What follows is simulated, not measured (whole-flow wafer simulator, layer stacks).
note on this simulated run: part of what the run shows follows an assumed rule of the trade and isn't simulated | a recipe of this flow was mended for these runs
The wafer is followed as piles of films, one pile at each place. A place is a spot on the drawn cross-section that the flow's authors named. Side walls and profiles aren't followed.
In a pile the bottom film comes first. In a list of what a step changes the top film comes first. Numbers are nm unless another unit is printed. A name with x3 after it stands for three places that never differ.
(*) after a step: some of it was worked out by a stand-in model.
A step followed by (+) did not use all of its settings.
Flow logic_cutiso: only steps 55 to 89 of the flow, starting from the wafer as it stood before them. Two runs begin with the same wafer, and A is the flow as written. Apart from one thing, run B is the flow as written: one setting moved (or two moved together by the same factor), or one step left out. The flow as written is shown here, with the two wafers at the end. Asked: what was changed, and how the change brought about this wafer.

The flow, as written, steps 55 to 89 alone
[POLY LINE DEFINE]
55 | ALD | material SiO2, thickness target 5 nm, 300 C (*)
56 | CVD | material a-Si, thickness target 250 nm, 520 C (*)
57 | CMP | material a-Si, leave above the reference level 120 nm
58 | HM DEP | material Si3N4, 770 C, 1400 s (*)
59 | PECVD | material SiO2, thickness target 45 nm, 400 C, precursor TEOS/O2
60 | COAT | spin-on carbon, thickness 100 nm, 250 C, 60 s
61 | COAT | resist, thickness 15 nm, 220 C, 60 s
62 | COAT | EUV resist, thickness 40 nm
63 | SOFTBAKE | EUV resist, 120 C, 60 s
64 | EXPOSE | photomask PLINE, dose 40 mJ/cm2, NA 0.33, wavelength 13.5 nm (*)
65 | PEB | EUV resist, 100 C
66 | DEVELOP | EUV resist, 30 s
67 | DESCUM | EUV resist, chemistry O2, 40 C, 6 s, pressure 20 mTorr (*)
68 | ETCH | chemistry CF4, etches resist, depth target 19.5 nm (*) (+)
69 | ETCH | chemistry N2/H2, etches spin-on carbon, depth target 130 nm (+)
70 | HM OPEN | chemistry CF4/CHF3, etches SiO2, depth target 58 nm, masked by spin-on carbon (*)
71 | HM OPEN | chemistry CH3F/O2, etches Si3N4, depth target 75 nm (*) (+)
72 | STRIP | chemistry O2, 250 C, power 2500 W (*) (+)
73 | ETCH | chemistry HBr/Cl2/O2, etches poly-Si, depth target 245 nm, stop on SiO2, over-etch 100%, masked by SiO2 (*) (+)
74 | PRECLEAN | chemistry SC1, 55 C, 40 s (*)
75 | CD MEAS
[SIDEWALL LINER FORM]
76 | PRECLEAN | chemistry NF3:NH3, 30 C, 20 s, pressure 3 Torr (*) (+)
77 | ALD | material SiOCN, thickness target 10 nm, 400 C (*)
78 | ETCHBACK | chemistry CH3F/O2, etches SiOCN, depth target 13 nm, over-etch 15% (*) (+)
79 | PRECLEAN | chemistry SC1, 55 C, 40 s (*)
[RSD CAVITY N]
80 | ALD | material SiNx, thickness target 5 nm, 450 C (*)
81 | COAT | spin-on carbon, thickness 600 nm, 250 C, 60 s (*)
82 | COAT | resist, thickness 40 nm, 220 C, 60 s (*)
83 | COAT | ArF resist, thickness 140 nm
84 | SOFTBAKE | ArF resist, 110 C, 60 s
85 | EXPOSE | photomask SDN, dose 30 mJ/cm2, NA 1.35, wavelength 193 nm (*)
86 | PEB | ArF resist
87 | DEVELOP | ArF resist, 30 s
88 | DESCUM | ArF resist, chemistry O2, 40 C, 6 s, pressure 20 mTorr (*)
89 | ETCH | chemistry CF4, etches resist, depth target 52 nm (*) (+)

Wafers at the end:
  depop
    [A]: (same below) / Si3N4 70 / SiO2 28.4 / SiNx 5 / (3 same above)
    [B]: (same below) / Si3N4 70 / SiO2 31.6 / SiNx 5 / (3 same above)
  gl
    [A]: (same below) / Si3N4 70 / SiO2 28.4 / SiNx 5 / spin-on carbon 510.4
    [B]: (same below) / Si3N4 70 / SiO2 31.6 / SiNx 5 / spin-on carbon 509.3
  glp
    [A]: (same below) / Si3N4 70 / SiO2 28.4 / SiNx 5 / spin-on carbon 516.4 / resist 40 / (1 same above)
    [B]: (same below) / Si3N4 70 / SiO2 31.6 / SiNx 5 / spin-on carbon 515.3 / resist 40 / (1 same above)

What caused this: step 59, PECVD: thickness target 48.2 nm was run, while the flow as written has thickness target 45 nm.

Step by step, how the change led to this:
  59 | PECVD | material SiO2, thickness target 45 nm, 400 C, precursor TEOS/O2
      depop, dpovl x3, gfld and 17 more: A SiO2 gains 45 (new film) | B SiO2 gains 48.2 (new film)
  70 | HM OPEN | chemistry CF4/CHF3, etches SiO2, depth target 58 nm, masked by spin-on carbon (*)
      iso, lnr, lnri and 6 more: A SiO2 loses 43.2 (all of it), Si3N4 loses 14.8 | B SiO2 loses 46.4 (all of it), Si3N4 loses 11.6
  71 | HM OPEN | chemistry CH3F/O2, etches Si3N4, depth target 75 nm (*) (+)
      iso, lnr, lnri and 6 more: A Si3N4 loses 55.2 (all of it), poly-Si loses 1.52 | B Si3N4 loses 58.4 (all of it), poly-Si loses 1.28
